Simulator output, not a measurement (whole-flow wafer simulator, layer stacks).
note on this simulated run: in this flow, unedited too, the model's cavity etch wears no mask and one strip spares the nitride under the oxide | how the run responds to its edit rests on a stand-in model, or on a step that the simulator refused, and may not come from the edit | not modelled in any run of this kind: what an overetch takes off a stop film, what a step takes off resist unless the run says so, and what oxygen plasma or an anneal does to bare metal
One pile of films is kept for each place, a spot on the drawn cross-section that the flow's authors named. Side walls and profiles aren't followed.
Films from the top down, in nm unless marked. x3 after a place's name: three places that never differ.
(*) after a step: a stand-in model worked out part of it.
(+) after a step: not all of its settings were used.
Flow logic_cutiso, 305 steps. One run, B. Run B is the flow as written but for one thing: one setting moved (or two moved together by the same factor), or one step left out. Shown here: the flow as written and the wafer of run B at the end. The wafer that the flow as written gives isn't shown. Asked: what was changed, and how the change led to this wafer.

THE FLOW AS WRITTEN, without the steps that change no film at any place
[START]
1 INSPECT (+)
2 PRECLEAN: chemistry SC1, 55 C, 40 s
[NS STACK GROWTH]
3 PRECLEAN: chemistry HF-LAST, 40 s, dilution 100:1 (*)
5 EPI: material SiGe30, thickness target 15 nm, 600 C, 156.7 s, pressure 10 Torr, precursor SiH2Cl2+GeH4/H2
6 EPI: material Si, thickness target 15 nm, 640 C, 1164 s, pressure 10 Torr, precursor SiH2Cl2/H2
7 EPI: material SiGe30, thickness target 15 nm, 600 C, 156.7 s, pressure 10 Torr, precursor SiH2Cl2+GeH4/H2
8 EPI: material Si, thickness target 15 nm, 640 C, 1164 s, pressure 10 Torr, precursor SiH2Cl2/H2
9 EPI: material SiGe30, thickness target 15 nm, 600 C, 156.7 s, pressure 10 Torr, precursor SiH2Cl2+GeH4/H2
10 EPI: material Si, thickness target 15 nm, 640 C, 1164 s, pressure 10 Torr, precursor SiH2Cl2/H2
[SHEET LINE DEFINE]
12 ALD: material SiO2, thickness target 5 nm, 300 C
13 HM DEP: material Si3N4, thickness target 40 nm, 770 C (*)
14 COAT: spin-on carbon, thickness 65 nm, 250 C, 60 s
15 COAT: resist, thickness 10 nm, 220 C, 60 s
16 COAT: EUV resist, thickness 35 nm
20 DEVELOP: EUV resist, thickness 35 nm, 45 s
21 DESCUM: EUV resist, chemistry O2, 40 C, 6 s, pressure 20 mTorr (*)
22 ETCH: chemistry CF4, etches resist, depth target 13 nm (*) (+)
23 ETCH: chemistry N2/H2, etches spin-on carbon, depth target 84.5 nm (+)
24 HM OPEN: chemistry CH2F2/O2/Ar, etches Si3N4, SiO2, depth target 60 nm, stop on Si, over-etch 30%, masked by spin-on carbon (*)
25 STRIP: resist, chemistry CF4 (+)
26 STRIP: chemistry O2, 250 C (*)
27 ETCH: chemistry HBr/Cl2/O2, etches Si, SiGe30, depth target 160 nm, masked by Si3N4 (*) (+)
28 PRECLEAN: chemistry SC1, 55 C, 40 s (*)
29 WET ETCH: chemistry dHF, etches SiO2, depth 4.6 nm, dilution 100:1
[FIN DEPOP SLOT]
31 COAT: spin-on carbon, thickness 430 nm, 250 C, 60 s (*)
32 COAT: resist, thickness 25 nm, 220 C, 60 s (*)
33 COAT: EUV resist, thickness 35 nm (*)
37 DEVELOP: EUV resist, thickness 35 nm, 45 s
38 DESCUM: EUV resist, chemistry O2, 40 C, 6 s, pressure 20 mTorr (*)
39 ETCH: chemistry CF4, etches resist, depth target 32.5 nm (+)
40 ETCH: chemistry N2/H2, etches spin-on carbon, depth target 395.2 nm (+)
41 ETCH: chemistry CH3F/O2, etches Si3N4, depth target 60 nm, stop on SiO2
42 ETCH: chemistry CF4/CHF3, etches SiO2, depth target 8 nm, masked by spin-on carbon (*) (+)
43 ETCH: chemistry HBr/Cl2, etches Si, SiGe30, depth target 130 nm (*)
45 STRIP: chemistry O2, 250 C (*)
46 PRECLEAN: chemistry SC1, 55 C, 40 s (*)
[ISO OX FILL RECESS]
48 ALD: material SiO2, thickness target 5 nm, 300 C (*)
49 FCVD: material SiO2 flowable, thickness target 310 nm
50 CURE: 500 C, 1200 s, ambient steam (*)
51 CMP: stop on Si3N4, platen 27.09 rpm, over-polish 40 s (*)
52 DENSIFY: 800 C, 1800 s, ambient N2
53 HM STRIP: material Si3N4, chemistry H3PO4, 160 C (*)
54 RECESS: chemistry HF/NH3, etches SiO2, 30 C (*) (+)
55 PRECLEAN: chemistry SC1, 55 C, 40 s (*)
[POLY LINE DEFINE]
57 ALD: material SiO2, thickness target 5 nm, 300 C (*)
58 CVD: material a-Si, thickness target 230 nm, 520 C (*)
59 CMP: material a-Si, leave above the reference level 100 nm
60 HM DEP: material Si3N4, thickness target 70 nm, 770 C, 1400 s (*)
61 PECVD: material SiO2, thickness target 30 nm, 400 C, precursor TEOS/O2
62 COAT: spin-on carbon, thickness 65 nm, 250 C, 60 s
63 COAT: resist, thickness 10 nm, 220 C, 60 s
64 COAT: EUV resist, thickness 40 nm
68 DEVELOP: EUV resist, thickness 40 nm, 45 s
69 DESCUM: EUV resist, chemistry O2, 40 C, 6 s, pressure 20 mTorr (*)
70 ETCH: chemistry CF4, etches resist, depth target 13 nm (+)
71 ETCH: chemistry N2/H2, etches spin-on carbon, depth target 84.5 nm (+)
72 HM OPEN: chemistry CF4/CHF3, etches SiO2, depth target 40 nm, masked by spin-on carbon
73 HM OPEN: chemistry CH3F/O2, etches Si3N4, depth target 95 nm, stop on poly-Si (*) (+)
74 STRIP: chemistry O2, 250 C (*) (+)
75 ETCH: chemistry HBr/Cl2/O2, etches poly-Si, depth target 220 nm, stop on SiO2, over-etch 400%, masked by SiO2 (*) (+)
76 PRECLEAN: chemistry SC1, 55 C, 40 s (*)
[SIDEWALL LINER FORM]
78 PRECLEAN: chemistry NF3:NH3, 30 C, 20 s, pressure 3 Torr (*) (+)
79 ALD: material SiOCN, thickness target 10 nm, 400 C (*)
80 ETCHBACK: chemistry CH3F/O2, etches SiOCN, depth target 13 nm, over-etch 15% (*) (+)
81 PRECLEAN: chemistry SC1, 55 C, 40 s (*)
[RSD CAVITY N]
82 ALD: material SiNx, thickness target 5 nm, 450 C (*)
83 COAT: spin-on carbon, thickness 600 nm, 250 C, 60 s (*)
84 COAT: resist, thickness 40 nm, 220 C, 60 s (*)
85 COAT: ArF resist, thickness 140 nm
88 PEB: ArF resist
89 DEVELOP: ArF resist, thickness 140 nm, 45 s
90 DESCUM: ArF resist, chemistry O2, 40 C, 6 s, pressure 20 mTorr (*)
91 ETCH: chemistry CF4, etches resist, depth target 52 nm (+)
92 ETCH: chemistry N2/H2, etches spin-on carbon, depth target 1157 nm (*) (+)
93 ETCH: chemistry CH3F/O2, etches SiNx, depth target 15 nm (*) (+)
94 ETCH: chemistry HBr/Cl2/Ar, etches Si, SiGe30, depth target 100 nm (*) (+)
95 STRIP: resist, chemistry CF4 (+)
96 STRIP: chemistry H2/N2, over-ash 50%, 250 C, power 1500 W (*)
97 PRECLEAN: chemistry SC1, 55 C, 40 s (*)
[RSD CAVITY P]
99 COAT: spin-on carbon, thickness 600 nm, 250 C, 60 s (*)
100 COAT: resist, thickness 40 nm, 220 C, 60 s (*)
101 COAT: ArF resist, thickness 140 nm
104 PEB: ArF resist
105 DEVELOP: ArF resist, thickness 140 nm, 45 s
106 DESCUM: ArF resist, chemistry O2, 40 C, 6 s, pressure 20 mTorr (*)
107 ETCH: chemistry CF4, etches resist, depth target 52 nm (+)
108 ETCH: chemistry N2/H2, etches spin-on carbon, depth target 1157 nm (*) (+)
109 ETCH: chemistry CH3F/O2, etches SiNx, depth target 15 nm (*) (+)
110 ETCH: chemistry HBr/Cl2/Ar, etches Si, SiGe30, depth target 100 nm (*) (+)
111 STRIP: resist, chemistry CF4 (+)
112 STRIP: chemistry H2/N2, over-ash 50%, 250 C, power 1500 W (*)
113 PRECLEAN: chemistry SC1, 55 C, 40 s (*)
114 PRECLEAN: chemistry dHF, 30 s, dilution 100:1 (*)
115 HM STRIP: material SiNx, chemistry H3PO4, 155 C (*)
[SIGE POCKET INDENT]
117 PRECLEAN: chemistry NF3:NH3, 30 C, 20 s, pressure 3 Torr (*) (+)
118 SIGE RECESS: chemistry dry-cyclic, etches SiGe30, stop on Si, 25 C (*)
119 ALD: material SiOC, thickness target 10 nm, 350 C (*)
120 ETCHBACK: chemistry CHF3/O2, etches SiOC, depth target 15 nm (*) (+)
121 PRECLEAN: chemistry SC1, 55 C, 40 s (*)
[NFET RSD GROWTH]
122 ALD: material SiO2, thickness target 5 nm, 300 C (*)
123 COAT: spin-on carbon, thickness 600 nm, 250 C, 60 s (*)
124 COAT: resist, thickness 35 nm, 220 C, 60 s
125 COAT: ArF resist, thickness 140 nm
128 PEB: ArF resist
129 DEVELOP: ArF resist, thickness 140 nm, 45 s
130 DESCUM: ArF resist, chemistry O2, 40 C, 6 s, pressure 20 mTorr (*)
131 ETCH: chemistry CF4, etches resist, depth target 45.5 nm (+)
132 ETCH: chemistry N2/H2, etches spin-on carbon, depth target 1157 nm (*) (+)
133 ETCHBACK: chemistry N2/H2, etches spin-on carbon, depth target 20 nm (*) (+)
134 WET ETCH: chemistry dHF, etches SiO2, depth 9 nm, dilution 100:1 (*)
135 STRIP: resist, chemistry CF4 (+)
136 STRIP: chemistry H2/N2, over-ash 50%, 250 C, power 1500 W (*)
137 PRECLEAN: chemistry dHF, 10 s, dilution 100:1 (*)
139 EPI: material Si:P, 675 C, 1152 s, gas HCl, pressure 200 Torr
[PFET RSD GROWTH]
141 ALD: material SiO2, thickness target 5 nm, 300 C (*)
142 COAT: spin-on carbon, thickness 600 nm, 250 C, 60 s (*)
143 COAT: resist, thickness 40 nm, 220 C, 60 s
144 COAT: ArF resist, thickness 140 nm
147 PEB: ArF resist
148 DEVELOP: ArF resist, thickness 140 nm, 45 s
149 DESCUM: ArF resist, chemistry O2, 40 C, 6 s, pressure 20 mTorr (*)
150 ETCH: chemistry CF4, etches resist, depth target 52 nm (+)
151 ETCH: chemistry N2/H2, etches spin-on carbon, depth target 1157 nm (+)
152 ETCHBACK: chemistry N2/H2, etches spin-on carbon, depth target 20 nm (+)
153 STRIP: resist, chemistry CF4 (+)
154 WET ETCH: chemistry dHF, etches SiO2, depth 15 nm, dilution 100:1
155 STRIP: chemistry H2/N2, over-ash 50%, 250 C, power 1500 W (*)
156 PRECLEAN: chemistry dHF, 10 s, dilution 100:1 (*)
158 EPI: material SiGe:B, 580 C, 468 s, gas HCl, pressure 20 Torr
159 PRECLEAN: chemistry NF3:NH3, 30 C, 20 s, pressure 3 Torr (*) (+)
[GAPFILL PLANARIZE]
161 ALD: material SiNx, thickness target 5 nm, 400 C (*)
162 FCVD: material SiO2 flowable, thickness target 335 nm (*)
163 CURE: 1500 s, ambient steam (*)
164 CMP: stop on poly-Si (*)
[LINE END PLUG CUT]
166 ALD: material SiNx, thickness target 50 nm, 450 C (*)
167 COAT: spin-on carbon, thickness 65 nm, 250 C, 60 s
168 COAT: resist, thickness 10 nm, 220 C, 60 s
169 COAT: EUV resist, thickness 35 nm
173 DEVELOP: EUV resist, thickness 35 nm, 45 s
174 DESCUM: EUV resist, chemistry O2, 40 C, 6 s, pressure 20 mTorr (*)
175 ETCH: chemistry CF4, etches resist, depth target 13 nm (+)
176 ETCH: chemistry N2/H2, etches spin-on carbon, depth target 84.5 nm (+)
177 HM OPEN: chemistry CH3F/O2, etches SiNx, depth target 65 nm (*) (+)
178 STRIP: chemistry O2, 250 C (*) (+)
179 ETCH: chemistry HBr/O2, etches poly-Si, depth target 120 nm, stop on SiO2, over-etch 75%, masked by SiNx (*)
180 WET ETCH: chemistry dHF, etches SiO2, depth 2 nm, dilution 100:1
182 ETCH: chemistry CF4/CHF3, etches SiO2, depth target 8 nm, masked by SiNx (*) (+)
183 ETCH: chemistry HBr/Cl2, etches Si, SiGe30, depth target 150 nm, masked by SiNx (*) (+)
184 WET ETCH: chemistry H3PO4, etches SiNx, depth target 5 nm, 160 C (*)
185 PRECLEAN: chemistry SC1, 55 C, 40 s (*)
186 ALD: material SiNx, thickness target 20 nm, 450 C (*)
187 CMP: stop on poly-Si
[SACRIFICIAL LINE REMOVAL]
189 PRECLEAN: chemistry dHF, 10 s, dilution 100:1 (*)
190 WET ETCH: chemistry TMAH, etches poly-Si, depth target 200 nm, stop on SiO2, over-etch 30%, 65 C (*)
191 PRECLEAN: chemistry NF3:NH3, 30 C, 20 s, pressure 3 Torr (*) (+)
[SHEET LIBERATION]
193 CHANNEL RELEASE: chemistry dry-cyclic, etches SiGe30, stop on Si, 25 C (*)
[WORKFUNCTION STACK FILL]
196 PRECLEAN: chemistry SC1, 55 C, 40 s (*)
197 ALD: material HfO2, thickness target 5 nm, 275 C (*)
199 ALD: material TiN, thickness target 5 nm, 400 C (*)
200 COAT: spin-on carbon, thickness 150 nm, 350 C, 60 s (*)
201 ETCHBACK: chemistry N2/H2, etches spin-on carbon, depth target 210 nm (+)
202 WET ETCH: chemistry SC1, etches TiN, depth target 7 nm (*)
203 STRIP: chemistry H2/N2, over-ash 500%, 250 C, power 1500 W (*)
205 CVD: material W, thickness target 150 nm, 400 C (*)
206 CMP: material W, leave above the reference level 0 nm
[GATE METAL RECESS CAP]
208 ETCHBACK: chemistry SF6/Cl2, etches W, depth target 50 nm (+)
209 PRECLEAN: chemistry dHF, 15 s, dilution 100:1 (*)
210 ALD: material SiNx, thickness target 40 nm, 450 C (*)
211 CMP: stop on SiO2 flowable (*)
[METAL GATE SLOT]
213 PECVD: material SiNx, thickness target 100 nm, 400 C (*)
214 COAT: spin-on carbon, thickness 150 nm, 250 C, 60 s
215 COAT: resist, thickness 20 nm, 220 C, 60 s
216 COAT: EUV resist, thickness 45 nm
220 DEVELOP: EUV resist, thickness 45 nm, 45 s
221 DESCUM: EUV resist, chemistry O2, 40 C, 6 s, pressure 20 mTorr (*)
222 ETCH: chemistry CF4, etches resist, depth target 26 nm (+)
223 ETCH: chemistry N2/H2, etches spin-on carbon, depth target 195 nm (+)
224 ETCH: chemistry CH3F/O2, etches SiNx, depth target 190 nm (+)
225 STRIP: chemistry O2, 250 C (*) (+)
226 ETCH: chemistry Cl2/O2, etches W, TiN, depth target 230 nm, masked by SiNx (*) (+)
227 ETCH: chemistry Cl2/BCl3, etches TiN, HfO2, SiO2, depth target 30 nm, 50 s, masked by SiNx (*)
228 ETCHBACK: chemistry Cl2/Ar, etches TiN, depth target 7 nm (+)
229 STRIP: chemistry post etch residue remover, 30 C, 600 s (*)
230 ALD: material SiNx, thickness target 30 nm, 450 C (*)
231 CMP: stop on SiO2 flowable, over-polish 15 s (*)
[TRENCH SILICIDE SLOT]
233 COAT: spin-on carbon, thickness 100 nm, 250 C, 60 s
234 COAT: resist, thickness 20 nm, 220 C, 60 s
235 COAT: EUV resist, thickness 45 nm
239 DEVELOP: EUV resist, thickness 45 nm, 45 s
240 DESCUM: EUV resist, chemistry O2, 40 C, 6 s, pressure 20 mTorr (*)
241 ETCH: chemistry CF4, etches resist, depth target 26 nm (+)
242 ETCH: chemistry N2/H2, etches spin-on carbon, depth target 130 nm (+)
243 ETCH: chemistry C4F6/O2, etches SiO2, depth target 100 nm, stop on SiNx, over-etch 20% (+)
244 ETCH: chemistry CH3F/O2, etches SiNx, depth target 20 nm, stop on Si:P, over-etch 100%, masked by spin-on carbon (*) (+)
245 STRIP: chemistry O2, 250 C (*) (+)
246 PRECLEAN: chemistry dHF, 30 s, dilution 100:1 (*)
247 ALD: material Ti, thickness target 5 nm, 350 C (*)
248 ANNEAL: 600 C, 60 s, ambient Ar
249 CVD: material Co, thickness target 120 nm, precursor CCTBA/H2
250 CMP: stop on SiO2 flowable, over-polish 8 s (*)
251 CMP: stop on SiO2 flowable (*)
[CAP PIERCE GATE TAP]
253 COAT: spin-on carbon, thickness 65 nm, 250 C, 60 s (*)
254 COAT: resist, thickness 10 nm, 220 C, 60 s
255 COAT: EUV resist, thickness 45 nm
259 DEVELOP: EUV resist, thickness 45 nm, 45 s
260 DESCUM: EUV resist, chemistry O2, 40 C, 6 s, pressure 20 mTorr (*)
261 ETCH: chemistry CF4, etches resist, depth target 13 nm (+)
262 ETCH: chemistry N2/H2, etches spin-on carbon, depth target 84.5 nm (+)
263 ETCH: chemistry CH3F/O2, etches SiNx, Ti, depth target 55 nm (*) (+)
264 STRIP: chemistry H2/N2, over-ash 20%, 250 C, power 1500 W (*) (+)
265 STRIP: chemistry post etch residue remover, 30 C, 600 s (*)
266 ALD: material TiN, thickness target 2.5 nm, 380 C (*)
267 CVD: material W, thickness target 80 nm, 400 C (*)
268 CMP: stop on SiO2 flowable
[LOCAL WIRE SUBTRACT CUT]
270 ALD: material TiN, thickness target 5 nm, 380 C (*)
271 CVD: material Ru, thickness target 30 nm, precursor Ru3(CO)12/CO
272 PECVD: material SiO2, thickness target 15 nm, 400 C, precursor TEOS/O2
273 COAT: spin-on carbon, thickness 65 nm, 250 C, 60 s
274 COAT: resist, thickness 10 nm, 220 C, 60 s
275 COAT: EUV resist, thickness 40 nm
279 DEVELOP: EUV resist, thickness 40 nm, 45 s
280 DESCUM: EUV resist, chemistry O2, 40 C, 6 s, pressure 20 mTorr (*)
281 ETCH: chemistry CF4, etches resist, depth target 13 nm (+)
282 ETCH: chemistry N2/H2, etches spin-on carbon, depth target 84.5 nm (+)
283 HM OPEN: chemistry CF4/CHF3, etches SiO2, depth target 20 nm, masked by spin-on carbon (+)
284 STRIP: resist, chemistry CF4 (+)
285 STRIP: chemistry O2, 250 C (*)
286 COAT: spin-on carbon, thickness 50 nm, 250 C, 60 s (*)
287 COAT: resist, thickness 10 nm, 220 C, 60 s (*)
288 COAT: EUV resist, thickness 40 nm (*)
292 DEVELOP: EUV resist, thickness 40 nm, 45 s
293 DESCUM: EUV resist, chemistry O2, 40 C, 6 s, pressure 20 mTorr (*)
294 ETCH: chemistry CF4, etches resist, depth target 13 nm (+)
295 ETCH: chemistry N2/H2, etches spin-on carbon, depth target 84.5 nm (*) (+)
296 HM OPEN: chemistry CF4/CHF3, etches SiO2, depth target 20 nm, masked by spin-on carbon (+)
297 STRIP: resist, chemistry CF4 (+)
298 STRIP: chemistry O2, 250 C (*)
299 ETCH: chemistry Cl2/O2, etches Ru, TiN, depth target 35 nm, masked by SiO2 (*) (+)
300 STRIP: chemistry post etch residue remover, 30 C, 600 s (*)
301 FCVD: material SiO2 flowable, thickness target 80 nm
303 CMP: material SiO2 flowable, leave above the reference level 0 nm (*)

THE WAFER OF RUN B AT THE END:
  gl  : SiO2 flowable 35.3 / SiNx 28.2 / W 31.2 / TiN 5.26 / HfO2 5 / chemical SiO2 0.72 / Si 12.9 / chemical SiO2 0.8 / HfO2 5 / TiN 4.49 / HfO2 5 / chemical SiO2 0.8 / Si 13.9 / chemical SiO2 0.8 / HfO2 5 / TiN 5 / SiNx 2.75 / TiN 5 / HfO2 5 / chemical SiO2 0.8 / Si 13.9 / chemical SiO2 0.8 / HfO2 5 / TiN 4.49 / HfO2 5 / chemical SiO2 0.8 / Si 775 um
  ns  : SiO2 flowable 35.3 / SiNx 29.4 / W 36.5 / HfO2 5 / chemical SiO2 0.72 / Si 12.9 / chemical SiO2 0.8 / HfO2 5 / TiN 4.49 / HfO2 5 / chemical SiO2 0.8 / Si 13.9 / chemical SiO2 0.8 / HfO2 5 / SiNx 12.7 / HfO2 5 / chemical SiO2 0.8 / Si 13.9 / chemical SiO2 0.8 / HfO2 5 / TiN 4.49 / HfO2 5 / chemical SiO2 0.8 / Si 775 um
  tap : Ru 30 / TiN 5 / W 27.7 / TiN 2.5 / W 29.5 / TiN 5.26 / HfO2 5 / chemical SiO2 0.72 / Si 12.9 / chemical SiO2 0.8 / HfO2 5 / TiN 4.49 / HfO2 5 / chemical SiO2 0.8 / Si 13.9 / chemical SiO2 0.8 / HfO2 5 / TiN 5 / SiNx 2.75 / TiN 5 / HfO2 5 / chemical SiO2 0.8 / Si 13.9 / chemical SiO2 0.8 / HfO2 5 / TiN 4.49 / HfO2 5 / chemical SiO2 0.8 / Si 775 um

The cause: step 7, EPI: thickness target 23.2 nm was run, where the flow has thickness target 15 nm; step 7, EPI: 242.9 s was run, where the flow has 156.7 s.

How the change led to this, step by step:
  7 EPI: material SiGe30, thickness target 15 nm, 600 C, 156.7 s, pressure 10 Torr, precursor SiH2Cl2+GeH4/H2
      depop, dpovl, gfld and 19 more: SiGe30 +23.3 (new film) (as written it would be: SiGe30 +15 (new film))
  27 ETCH: chemistry HBr/Cl2/O2, etches Si, SiGe30, depth target 160 nm, masked by Si3N4 (*) (+)
      gfld, gxf, iso, lnri: chemical SiO2 -0.79 (all of it), Si -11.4 (all of it), SiGe30 -15 (all of it), Si -15 (all of it), SiGe30 -23.3 (all of it), Si -15 (all of it), SiGe30 -15 (all of it), Si -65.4 (as written it would be: chemical SiO2 -0.79 (all of it), Si -11.4 (all of it), SiGe30 -15 (all of it), Si -15 (all of it), SiGe30 -15 (all of it), Si -15 (all of it), SiGe30 -15 (all of it), Si -73.6)
      dpovl, nsgap: chemical SiO2 -0.79 (all of it), Si -11.8 (all of it), SiGe30 -15 (all of it), Si -15 (all of it), SiGe30 -23.3 (all of it), Si -15 (all of it), SiGe30 -15 (all of it), Si -65 (as written it would be: chemical SiO2 -0.79 (all of it), Si -11.8 (all of it), SiGe30 -15 (all of it), Si -15 (all of it), SiGe30 -15 (all of it), Si -15 (all of it), SiGe30 -15 (all of it), Si -73.2)
      (and at 1 more place)
  43 ETCH: chemistry HBr/Cl2, etches Si, SiGe30, depth target 130 nm (*)
      depop: Si -14 (all of it), SiGe30 -15 (all of it), Si -15 (all of it), SiGe30 -23.3 (all of it), Si -15 (all of it), SiGe30 -15 (all of it), Si -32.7 (as written it would be: Si -14 (all of it), SiGe30 -15 (all of it), Si -15 (all of it), SiGe30 -15 (all of it), Si -15 (all of it), SiGe30 -15 (all of it), Si -41)
  94 ETCH: chemistry HBr/Cl2/Ar, etches Si, SiGe30, depth target 100 nm (*) (+)
      rsdn, rsdx: chemical SiO2 -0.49 (all of it), Si -12.8 (all of it), SiGe30 -15 (all of it), Si -15 (all of it), SiGe30 -23.3 (all of it), Si -15 (all of it), SiGe30 -15 (all of it), Si -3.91 (as written it would be: chemical SiO2 -0.49 (all of it), Si -12.8 (all of it), SiGe30 -15 (all of it), Si -15 (all of it), SiGe30 -15 (all of it), Si -15 (all of it), SiGe30 -15 (all of it), Si -12.2)
  110 ETCH: chemistry HBr/Cl2/Ar, etches Si, SiGe30, depth target 100 nm (*) (+)
      rsdp, rsdw: chemical SiO2 -0.49 (all of it), Si -12.8 (all of it), SiGe30 -15 (all of it), Si -15 (all of it), SiGe30 -23.3 (all of it), Si -15 (all of it), SiGe30 -15 (all of it), Si -3.91 (as written it would be: chemical SiO2 -0.49 (all of it), Si -12.8 (all of it), SiGe30 -15 (all of it), Si -15 (all of it), SiGe30 -15 (all of it), Si -15 (all of it), SiGe30 -15 (all of it), Si -12.2)
  118 SIGE RECESS: chemistry dry-cyclic, etches SiGe30, stop on Si, 25 C (*)
      lnr, lnrp, lnrt: SiOCN -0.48, Si -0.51, cavity +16 (new film), SiGe30 -15 (all of it), Si -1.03, cavity +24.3 (new film), SiGe30 -23.3 (all of it), Si -1.03, cavity +16 (new film), SiGe30 -15 (all of it), Si -0.51 (as written it would be: SiOCN -0.48, Si -0.51, cavity +16 (new film), SiGe30 -15 (all of it), Si -1.03, cavity +16 (new film), SiGe30 -15 (all of it), Si -1.03, cavity +16 (new film), SiGe30 -15 (all of it), Si -0.51)
  119 ALD: material SiOC, thickness target 10 nm, 350 C (*)
      lnr, lnrp, lnrt: SiOC +10 (new film), SiOC +16 (new film), cavity -16 (all of it), SiOC +24.3 (new film), cavity -24.3 (all of it), SiOC +16 (new film), cavity -16 (all of it) (as written it would be: SiOC +10 (new film), SiOC +16 (new film), cavity -16 (all of it), SiOC +16 (new film), cavity -16 (all of it), SiOC +16 (new film), cavity -16 (all of it))
  183 ETCH: chemistry HBr/Cl2, etches Si, SiGe30, depth target 150 nm, masked by SiNx (*) (+)
      plug: Si -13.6 (all of it), SiGe30 -15 (all of it), Si -15 (all of it), SiGe30 -23.3 (all of it), Si -15 (all of it), SiGe30 -15 (all of it), Si -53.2 (as written it would be: Si -13.6 (all of it), SiGe30 -15 (all of it), Si -15 (all of it), SiGe30 -15 (all of it), Si -15 (all of it), SiGe30 -15 (all of it), Si -61.4)
  193 CHANNEL RELEASE: chemistry dry-cyclic, etches SiGe30, stop on Si, 25 C (*)
      gl, glp, gxn, gxp, ns, tap: chemical SiO2 +0.8 (new film), Si -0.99, chemical SiO2 +0.8 (new film), cavity +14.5 (new film), chemical SiO2 +0.8 (new film), SiGe30 -15 (all of it), Si -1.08, chemical SiO2 +0.8 (new film), cavity +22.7 (new film), chemical SiO2 +0.8 (new film), SiGe30 -23.3 (all of it), Si -1.08, chemical SiO2 +0.8 (new film), cavity +14.5 (new film), chemical SiO2 +0.8 (new film), SiGe30 -15 (all of it), Si -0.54 (as written it would be: chemical SiO2 +0.8 (new film), Si -0.99, chemical SiO2 +0.8 (new film), cavity +14.5 (new film), chemical SiO2 +0.8 (new film), SiGe30 -15 (all of it), Si -1.08, chemical SiO2 +0.8 (new film), cavity +14.5 (new film), chemical SiO2 +0.8 (new film), SiGe30 -15 (all of it), Si -1.08, chemical SiO2 +0.8 (new film), cavity +14.5 (new film), chemical SiO2 +0.8 (new film), SiGe30 -15 (all of it), Si -0.54)
  199 ALD: material TiN, thickness target 5 nm, 400 C (*)
      gl, glp, tap: TiN +5.26 (new film), TiN +4.49 (new film), cavity -4.49 (all of it), TiN +5 (new film), cavity -10, TiN +5 (new film), TiN +4.49 (new film), cavity -4.49 (all of it) (as written it would be: TiN +5.26 (new film), TiN +4.49 (new film), cavity -4.49 (all of it), TiN +4.49 (new film), cavity -4.49 (all of it), TiN +4.49 (new film), cavity -4.49 (all of it))
      gxn, gxp, ns: TiN +5 (new film), TiN +4.49 (new film), cavity -4.49 (all of it), TiN +5 (new film), cavity -10, TiN +5 (new film), TiN +4.49 (new film), cavity -4.49 (all of it) (as written it would be: TiN +5 (new film), TiN +4.49 (new film), cavity -4.49 (all of it), TiN +4.49 (new film), cavity -4.49 (all of it), TiN +4.49 (new film), cavity -4.49 (all of it))
  202 WET ETCH: chemistry SC1, etches TiN, depth target 7 nm (*)
      ns: TiN -5 (all of it), TiN -5 (all of it), cavity +10, TiN -5 (all of it) (as written it would be: TiN -5 (all of it))
  210 ALD: material SiNx, thickness target 40 nm, 450 C (*)
      gl, glp, gxn, gxp, tap: SiNx +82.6 (new film), SiNx +2.75 (new film), cavity -2.75 (all of it) (as written it would be: SiNx +82.6 (new film))
      ns: SiNx +40 (new film), SiNx +12.7 (new film), cavity -12.7 (all of it) (as written it would be: SiNx +40 (new film))
Counting metal films that touch as one body, gl has 5 bodies (between them, from the top down: HfO2 5 / chemical SiO2 0.72 / Si 12.9 / chemical SiO2 0.8 / HfO2 5; HfO2 5 / chemical SiO2 0.8 / Si 13.9 / chemical SiO2 0.8 / HfO2 5; SiNx 2.75; HfO2 5 / chemical SiO2 0.8 / Si 13.9 / chemical SiO2 0.8 / HfO2 5); the flow as written gives 4 bodies (between them, from the top down: HfO2 5 / chemical SiO2 0.72 / Si 12.9 / chemical SiO2 0.8 / HfO2 5; HfO2 5 / chemical SiO2 0.8 / Si 13.9 / chemical SiO2 0.8 / HfO2 5; HfO2 5 / chemical SiO2 0.8 / Si 13.9 / chemical SiO2 0.8 / HfO2 5).
Counting metal films that touch as one body, ns has 3 bodies (between them, from the top down: HfO2 5 / chemical SiO2 0.72 / Si 12.9 / chemical SiO2 0.8 / HfO2 5; HfO2 5 / chemical SiO2 0.8 / Si 13.9 / chemical SiO2 0.8 / HfO2 5 / SiNx 12.7 / HfO2 5 / chemical SiO2 0.8 / Si 13.9 / chemical SiO2 0.8 / HfO2 5); the flow as written gives 4 bodies (between them, from the top down: HfO2 5 / chemical SiO2 0.72 / Si 12.9 / chemical SiO2 0.8 / HfO2 5; HfO2 5 / chemical SiO2 0.8 / Si 13.9 / chemical SiO2 0.8 / HfO2 5; HfO2 5 / chemical SiO2 0.8 / Si 13.9 / chemical SiO2 0.8 / HfO2 5).
Counting metal films that touch as one body, tap has 5 bodies (between them, from the top down: HfO2 5 / chemical SiO2 0.72 / Si 12.9 / chemical SiO2 0.8 / HfO2 5; HfO2 5 / chemical SiO2 0.8 / Si 13.9 / chemical SiO2 0.8 / HfO2 5; SiNx 2.75; HfO2 5 / chemical SiO2 0.8 / Si 13.9 / chemical SiO2 0.8 / HfO2 5); the flow as written gives 4 bodies (between them, from the top down: HfO2 5 / chemical SiO2 0.72 / Si 12.9 / chemical SiO2 0.8 / HfO2 5; HfO2 5 / chemical SiO2 0.8 / Si 13.9 / chemical SiO2 0.8 / HfO2 5; HfO2 5 / chemical SiO2 0.8 / Si 13.9 / chemical SiO2 0.8 / HfO2 5).
